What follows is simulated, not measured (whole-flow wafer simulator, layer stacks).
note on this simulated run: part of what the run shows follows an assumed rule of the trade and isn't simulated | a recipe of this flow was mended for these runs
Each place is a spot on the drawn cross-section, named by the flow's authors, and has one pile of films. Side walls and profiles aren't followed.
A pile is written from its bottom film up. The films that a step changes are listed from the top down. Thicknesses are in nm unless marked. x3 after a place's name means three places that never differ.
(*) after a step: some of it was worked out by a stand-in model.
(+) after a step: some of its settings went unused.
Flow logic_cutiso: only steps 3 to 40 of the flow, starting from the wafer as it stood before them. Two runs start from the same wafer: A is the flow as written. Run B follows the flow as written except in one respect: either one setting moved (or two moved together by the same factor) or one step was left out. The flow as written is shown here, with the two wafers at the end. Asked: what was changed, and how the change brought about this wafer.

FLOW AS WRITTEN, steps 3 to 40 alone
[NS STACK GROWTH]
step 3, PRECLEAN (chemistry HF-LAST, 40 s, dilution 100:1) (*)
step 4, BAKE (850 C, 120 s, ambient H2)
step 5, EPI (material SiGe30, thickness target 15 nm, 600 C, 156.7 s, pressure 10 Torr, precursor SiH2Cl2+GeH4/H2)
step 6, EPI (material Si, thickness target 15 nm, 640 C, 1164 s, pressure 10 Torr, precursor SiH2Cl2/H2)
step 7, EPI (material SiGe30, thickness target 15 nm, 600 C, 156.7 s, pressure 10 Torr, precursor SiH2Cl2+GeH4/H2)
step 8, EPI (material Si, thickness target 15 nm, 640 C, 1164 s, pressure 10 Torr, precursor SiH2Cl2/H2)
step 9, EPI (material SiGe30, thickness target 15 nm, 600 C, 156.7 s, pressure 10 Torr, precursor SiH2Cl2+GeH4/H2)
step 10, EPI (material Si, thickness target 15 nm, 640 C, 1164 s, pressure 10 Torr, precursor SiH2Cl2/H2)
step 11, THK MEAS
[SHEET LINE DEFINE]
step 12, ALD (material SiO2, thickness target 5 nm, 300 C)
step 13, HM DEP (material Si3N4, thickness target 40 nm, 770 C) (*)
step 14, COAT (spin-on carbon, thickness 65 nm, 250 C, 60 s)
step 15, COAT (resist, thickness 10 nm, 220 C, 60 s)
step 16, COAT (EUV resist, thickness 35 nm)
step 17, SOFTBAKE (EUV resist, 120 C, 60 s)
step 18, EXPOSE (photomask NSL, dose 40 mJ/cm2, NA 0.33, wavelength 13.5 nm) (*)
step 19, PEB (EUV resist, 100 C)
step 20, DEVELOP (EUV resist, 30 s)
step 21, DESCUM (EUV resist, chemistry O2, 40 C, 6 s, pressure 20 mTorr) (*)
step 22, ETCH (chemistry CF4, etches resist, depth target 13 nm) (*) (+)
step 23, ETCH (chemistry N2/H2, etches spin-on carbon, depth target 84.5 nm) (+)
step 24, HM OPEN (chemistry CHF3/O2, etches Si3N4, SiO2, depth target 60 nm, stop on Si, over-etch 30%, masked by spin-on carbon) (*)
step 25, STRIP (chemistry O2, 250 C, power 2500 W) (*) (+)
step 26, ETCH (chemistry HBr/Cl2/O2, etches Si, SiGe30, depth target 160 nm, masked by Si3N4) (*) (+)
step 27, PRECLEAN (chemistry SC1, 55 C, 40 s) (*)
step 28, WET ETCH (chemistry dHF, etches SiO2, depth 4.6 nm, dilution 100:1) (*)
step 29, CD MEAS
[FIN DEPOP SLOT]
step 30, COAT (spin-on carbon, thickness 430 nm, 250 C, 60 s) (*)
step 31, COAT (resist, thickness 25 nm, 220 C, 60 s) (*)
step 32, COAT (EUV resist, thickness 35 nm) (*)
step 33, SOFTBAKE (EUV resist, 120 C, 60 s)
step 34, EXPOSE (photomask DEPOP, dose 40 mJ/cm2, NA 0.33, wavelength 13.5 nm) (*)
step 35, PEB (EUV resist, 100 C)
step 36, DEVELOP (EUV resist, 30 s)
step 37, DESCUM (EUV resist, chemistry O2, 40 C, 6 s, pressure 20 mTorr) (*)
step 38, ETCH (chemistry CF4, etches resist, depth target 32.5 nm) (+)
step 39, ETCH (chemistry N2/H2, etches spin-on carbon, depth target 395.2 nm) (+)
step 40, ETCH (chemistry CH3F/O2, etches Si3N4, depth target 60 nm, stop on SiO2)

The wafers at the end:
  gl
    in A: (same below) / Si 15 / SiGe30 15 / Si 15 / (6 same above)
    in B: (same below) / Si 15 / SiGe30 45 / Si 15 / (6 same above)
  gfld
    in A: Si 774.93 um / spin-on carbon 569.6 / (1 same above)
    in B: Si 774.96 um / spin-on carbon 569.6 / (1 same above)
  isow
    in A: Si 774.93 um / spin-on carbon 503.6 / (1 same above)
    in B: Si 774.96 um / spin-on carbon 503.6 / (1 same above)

Cause: step 7, EPI: thickness target 45 nm was run, while the flow as written has thickness target 15 nm; step 7, EPI: 470.1 s was run, where the flow has 156.7 s.
The wafer itself shows it: gl has SiGe30 45, and step 7 as written asks for 15 nm.

Step by step, how the change led to this:
  step 7, EPI (material SiGe30, thickness target 15 nm, 600 C, 156.7 s, pressure 10 Torr, precursor SiH2Cl2+GeH4/H2)
      depop, dpovl, gfld and 19 more: A SiGe30 gains 15 (new film) | B SiGe30 gains 45 (new film)
  step 26, ETCH (chemistry HBr/Cl2/O2, etches Si, SiGe30, depth target 160 nm, masked by Si3N4) (*) (+)
      dpovl, gfld, gxf, iso, isow, lnri, nsgap: A chemical SiO2 loses 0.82 (all of it), Si loses 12 (all of it), SiGe30 loses 15 (all of it), Si loses 15 (all of it), SiGe30 loses 15 (all of it), Si loses 15 (all of it), SiGe30 loses 15 (all of it), Si loses 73 | B chemical SiO2 loses 0.82 (all of it), Si loses 12 (all of it), SiGe30 loses 15 (all of it), Si loses 15 (all of it), SiGe30 loses 45 (all of it), Si loses 15 (all of it), SiGe30 loses 15 (all of it), Si loses 43
